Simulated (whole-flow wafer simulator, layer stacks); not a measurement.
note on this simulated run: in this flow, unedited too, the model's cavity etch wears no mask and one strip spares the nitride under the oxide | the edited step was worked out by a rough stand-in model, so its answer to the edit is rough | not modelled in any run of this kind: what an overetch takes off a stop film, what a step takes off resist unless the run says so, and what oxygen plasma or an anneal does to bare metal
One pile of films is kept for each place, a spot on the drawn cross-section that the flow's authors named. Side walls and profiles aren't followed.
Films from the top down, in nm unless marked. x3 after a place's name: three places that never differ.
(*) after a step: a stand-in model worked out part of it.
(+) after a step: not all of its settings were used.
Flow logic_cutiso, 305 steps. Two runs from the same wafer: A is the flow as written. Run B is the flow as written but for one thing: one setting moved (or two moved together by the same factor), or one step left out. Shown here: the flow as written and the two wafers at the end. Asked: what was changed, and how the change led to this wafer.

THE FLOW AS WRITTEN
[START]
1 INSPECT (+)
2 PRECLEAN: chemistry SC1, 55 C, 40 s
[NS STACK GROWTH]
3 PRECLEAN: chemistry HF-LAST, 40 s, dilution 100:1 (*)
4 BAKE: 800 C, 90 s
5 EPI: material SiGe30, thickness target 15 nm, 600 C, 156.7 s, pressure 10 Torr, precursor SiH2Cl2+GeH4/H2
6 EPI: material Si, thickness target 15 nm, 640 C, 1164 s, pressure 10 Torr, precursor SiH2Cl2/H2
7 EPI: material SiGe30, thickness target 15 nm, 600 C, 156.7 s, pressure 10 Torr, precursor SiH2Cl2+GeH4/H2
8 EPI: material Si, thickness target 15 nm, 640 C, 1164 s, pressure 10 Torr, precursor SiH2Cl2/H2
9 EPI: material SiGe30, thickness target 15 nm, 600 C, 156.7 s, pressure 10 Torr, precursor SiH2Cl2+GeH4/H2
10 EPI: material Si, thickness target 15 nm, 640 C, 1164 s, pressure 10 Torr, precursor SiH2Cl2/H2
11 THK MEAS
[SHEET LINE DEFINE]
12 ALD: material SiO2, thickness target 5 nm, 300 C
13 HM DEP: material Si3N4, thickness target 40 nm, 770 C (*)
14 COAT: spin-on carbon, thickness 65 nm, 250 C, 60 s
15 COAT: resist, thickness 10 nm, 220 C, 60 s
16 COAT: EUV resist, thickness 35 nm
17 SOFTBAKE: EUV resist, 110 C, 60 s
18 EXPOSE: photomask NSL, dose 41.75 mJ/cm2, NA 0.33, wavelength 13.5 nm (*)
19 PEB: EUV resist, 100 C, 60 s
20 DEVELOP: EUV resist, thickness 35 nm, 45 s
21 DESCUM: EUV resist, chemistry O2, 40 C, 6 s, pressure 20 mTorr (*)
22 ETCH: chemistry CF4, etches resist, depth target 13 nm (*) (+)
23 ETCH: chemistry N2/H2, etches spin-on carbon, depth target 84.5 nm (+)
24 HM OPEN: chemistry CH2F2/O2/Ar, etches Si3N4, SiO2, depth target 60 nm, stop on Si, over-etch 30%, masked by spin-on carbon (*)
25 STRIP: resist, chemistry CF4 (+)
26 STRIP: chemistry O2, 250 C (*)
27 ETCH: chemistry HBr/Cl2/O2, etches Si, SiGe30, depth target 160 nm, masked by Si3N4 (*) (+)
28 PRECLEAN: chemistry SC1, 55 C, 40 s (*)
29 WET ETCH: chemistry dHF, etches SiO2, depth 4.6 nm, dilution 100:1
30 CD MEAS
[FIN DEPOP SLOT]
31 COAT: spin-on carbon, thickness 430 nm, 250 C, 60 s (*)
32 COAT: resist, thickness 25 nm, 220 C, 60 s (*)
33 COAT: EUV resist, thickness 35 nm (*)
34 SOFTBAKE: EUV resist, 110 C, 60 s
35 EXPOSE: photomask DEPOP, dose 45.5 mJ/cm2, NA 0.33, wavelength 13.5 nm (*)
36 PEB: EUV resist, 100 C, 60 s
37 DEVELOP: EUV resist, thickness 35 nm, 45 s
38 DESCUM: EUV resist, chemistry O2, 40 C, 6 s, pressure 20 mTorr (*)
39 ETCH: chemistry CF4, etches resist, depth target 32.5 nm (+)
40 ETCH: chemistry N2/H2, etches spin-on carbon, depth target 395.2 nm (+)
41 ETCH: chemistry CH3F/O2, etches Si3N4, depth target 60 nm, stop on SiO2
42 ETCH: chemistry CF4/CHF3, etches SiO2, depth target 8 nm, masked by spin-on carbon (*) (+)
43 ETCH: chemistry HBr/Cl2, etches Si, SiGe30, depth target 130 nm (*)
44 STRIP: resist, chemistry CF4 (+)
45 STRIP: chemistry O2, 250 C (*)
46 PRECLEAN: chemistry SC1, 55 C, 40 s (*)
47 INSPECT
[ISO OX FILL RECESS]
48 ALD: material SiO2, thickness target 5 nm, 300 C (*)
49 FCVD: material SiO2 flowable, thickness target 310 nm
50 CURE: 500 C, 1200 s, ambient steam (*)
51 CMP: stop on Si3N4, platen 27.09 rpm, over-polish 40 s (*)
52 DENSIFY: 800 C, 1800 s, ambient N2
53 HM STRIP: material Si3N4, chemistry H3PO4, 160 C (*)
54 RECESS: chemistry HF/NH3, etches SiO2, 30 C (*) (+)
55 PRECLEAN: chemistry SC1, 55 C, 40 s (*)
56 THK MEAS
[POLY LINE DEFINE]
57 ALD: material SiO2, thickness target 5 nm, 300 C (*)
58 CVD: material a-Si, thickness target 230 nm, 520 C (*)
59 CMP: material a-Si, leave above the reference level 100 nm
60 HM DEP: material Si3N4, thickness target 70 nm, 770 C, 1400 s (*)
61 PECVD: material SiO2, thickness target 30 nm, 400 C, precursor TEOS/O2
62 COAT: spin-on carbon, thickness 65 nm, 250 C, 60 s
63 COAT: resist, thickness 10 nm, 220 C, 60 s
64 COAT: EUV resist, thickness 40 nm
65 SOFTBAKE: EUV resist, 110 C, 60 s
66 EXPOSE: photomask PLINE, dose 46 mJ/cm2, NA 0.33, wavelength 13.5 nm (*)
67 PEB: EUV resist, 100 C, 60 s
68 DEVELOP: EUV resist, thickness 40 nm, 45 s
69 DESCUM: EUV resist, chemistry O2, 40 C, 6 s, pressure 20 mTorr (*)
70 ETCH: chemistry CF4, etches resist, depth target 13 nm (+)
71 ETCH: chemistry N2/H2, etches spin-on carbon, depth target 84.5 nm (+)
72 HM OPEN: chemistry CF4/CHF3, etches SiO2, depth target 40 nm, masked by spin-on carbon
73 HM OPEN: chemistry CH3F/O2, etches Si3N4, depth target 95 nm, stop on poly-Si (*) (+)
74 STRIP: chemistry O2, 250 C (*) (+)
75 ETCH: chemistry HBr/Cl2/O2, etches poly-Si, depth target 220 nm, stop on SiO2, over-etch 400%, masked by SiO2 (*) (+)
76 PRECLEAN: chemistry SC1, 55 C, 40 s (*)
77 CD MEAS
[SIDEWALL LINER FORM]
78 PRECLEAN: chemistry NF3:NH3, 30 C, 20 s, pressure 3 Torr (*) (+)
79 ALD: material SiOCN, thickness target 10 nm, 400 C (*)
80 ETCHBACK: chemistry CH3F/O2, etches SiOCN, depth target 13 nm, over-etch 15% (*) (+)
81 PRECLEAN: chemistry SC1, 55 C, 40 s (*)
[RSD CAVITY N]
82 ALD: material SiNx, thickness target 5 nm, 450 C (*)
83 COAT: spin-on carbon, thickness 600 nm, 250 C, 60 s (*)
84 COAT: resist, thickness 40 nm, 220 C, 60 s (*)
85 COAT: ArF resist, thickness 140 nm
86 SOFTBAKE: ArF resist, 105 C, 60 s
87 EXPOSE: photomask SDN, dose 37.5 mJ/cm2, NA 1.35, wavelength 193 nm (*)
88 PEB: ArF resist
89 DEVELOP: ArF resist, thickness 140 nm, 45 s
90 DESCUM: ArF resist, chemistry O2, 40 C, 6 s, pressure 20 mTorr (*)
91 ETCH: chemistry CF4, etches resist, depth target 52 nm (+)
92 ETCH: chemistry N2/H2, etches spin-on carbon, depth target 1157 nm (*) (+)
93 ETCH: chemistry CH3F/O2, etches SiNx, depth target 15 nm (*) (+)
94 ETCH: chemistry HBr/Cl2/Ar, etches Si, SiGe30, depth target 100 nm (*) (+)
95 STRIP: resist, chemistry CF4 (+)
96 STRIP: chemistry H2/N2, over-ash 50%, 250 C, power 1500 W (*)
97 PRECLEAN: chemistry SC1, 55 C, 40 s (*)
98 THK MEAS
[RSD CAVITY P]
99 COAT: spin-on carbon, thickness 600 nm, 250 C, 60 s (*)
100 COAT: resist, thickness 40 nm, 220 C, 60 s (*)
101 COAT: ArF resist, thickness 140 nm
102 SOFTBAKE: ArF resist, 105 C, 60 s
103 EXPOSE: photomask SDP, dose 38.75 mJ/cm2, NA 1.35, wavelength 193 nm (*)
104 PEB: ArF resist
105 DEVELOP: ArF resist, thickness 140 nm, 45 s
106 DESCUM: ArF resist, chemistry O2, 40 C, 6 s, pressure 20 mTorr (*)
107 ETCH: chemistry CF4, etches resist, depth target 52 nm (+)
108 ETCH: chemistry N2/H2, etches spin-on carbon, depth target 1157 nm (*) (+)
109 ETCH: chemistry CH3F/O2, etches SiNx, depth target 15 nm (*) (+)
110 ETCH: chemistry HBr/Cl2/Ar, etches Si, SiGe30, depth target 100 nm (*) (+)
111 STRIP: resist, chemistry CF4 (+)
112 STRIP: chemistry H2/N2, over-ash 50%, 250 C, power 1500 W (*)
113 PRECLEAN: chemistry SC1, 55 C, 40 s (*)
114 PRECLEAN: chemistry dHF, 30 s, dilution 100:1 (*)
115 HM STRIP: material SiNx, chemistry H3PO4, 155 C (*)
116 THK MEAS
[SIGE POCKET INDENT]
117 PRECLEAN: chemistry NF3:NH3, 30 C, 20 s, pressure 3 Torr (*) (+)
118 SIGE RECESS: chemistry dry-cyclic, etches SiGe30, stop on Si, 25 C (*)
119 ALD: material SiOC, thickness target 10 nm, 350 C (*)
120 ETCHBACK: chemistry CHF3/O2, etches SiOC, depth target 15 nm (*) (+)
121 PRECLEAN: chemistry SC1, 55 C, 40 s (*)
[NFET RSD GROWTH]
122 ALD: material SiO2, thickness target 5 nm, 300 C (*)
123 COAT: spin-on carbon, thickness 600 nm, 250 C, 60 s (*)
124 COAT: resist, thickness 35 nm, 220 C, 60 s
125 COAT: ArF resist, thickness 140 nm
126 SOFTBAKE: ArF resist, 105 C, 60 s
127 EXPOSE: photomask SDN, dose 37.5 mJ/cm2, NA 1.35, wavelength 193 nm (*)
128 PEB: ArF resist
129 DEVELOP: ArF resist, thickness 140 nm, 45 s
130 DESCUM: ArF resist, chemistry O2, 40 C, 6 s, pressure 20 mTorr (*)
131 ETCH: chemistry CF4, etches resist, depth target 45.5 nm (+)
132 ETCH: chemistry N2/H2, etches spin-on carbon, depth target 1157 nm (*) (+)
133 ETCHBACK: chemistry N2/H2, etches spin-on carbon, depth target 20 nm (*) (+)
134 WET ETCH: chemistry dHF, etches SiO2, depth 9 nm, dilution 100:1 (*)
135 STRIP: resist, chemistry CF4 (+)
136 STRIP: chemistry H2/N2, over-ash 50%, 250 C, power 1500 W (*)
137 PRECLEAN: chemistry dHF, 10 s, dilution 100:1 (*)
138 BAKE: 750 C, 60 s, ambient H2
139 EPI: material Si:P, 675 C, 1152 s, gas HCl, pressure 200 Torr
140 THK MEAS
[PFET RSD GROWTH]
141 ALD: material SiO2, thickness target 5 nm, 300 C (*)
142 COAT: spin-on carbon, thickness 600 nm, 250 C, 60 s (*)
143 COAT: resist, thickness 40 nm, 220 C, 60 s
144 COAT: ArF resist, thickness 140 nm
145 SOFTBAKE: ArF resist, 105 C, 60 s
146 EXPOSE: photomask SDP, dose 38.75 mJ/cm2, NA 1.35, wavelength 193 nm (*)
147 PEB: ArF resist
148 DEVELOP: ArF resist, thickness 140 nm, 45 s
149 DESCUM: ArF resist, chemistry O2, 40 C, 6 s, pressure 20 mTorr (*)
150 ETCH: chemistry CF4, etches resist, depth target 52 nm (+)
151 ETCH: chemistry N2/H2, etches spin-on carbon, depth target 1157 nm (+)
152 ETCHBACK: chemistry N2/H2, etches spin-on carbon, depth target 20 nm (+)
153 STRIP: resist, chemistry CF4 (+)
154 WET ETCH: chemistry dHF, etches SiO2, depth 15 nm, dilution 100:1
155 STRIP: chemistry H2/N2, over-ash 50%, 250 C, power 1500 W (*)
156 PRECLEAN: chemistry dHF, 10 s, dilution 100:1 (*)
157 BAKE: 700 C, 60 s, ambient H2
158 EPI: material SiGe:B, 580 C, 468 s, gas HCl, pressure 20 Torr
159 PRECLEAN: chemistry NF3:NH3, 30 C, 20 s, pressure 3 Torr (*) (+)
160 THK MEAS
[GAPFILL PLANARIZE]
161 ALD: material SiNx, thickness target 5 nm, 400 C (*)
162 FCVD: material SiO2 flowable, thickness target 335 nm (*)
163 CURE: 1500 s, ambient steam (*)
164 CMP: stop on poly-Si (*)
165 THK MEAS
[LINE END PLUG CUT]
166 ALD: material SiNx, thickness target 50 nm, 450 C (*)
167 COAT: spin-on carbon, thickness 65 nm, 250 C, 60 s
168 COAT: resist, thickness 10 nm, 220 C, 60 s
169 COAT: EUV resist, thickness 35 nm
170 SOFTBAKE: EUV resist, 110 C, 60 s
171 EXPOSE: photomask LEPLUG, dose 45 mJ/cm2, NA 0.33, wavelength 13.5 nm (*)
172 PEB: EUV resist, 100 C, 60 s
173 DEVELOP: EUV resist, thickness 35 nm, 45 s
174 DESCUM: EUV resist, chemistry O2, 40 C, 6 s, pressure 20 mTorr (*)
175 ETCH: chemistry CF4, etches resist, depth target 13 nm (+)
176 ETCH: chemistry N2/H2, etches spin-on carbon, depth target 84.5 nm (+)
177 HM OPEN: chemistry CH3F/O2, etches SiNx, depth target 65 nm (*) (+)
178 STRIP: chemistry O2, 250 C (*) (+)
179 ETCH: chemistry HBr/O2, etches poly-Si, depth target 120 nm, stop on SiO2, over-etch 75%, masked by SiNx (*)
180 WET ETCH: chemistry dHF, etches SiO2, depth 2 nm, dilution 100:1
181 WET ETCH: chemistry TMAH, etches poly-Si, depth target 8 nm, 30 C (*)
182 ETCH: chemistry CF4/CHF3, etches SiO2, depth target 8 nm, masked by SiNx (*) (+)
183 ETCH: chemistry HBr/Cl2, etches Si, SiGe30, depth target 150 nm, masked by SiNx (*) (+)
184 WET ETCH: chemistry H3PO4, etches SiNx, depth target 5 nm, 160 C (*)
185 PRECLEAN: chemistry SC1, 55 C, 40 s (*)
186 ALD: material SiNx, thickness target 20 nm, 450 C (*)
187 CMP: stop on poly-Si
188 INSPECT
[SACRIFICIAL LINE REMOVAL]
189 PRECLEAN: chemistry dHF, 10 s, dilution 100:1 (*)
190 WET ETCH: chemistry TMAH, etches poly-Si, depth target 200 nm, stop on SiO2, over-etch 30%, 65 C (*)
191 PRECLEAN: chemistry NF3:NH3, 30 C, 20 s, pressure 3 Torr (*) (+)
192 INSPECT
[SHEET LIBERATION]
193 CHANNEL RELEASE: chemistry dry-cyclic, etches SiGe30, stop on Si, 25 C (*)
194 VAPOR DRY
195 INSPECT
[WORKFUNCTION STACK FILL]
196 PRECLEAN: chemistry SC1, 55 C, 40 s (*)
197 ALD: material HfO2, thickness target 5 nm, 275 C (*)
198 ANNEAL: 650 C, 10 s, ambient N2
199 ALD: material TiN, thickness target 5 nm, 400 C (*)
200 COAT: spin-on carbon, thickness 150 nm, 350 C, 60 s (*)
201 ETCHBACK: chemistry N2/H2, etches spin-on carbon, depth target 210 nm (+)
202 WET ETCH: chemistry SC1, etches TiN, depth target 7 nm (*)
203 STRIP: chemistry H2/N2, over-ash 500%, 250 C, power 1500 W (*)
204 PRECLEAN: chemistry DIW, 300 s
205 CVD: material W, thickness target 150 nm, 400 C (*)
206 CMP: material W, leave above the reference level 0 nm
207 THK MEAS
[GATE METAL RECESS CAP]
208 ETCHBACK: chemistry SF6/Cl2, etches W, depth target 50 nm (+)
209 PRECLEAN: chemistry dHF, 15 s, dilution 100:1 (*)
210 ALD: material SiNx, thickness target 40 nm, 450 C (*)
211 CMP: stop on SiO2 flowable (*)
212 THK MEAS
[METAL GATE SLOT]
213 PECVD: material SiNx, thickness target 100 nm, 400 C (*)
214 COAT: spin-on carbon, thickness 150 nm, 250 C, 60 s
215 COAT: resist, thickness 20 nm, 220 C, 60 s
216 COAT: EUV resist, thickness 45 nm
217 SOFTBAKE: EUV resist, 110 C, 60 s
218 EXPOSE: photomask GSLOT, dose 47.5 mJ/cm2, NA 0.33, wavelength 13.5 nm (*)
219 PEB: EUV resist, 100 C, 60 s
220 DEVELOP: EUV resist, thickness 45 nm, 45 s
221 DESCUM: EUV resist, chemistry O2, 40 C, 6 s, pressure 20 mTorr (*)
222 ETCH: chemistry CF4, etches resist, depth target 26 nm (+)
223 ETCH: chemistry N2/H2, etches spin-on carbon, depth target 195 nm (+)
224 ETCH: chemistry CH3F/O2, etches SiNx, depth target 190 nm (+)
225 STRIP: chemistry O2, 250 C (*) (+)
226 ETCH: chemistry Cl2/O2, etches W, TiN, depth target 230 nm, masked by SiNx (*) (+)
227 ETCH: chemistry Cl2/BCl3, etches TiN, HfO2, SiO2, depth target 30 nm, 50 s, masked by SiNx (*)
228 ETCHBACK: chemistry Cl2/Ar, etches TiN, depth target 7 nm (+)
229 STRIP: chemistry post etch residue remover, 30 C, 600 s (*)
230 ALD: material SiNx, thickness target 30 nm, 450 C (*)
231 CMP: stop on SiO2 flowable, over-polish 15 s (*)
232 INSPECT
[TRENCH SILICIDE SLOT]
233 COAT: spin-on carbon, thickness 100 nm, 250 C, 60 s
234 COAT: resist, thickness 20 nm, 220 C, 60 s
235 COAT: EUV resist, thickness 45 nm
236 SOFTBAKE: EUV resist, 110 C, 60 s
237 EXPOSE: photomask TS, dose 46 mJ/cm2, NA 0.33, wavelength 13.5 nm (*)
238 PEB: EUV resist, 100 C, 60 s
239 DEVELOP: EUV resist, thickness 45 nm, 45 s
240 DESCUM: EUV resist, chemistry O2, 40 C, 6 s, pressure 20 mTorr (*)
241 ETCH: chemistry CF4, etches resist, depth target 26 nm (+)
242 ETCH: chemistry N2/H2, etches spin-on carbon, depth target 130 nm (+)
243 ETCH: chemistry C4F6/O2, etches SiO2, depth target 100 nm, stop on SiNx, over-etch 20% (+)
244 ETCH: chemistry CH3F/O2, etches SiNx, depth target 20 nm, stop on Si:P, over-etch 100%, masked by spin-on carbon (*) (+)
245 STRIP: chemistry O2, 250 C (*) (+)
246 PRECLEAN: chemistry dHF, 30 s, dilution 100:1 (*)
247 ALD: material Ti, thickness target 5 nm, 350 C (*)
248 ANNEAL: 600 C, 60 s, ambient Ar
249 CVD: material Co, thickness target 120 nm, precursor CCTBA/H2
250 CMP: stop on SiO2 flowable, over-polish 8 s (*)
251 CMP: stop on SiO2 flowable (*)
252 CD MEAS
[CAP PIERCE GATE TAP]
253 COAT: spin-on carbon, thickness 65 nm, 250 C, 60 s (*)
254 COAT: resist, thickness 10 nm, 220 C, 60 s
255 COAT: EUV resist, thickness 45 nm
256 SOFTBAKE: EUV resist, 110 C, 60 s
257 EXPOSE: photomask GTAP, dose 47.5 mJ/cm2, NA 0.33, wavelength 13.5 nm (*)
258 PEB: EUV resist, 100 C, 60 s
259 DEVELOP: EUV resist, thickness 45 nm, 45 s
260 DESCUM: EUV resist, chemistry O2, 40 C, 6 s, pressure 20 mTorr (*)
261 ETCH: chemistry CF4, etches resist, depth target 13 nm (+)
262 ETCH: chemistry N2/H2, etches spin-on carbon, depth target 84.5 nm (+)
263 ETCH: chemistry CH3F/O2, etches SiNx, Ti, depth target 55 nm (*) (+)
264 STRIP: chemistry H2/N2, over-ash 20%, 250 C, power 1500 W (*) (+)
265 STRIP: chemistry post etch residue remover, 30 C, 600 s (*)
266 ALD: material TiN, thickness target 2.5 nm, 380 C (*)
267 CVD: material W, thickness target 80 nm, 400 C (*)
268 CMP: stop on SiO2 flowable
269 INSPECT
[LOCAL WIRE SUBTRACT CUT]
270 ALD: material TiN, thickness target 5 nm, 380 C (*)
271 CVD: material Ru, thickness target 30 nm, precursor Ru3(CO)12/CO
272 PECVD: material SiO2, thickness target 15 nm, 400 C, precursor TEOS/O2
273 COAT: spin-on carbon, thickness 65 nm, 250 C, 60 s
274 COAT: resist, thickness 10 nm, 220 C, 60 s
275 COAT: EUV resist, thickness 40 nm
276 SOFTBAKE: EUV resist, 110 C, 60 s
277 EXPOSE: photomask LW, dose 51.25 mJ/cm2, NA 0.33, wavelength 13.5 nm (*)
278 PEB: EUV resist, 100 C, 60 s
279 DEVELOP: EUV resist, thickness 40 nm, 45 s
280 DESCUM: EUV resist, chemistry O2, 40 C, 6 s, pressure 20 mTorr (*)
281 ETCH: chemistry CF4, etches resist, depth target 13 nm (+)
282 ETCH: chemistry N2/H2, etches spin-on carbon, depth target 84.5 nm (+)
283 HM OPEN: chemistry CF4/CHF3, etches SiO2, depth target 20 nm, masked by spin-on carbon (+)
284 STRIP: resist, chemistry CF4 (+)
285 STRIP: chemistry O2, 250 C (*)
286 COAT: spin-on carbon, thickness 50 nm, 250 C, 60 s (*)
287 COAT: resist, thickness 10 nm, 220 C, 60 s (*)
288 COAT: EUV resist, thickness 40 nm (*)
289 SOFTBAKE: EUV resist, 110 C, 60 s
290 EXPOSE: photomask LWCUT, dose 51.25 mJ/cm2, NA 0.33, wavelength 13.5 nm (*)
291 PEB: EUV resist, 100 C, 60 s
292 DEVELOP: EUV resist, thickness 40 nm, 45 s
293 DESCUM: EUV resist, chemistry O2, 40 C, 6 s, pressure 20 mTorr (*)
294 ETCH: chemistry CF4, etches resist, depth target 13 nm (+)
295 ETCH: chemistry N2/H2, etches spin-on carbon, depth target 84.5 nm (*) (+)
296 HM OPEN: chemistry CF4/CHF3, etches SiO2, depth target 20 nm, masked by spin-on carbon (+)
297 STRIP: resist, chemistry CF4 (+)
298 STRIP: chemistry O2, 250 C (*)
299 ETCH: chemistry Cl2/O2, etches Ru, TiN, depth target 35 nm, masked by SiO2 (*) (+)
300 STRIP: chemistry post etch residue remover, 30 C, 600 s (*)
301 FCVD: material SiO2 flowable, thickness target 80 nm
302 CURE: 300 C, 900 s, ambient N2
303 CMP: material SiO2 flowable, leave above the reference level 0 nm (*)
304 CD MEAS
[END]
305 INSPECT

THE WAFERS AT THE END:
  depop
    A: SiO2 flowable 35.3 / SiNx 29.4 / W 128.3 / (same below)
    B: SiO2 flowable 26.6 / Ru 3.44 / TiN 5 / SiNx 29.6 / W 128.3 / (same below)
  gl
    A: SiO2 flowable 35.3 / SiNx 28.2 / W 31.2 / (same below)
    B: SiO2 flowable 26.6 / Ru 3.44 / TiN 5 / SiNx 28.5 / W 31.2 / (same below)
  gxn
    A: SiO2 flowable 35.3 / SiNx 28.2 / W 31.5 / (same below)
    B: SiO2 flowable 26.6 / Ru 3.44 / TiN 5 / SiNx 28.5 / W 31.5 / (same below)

The cause: step 299, ETCH: depth target 26.2 nm was run, where the flow has depth target 35 nm.

How the change led to this, step by step:
  299 ETCH: chemistry Cl2/O2, etches Ru, TiN, depth target 35 nm, masked by SiO2 (*) (+)
      depop, dpovl, gfld and 15 more: A Ru -29.6 (all of it), TiN -5 (all of it) | B Ru -26.2
  301 FCVD: material SiO2 flowable, thickness target 80 nm
      iso, rsdx: A SiO2 flowable +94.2 | B SiO2 flowable +91.9 (new film)
      gfld, gl, glp, gxf, gxn, gxp, plug: A SiO2 flowable +94.4 (new film) | B SiO2 flowable +91.9 (new film)
      (and at 8 more places)
  303 CMP: material SiO2 flowable, leave above the reference level 0 nm (*)
      gfld, gl, glp and 10 more: A SiO2 flowable -59.2 | B SiO2 flowable -65.3
      depop, dpovl, isow, ns, nsgap: A SiO2 flowable -44.7 | B SiO2 flowable -53.4
      (and at 4 more places)
Counting metal films that touch as one body, depop has 2 bodies (between them, from the top down: SiNx 29.6); the flow as written gives 1 body.
Counting metal films that touch as one body, gl has 5 bodies (between them, from the top down: SiNx 28.5; HfO2 5 / chemical SiO2 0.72 / Si 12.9 / chemical SiO2 0.8 / HfO2 5; HfO2 5 / chemical SiO2 0.8 / Si 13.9 / chemical SiO2 0.8 / HfO2 5; HfO2 5 / chemical SiO2 0.8 / Si 13.9 / chemical SiO2 0.8 / HfO2 5); the flow as written gives 4 bodies (between them, from the top down: HfO2 5 / chemical SiO2 0.72 / Si 12.9 / chemical SiO2 0.8 / HfO2 5; HfO2 5 / chemical SiO2 0.8 / Si 13.9 / chemical SiO2 0.8 / HfO2 5; HfO2 5 / chemical SiO2 0.8 / Si 13.9 / chemical SiO2 0.8 / HfO2 5).
Counting metal films that touch as one body, gxn has 5 bodies (between them, from the top down: SiNx 28.5; HfO2 5 / chemical SiO2 0.72 / Si 12.9 / chemical SiO2 0.8 / HfO2 5; HfO2 5 / chemical SiO2 0.8 / Si 13.9 / chemical SiO2 0.8 / HfO2 5; HfO2 5 / chemical SiO2 0.8 / Si 13.9 / chemical SiO2 0.8 / HfO2 5); the flow as written gives 4 bodies (between them, from the top down: HfO2 5 / chemical SiO2 0.72 / Si 12.9 / chemical SiO2 0.8 / HfO2 5; HfO2 5 / chemical SiO2 0.8 / Si 13.9 / chemical SiO2 0.8 / HfO2 5; HfO2 5 / chemical SiO2 0.8 / Si 13.9 / chemical SiO2 0.8 / HfO2 5).
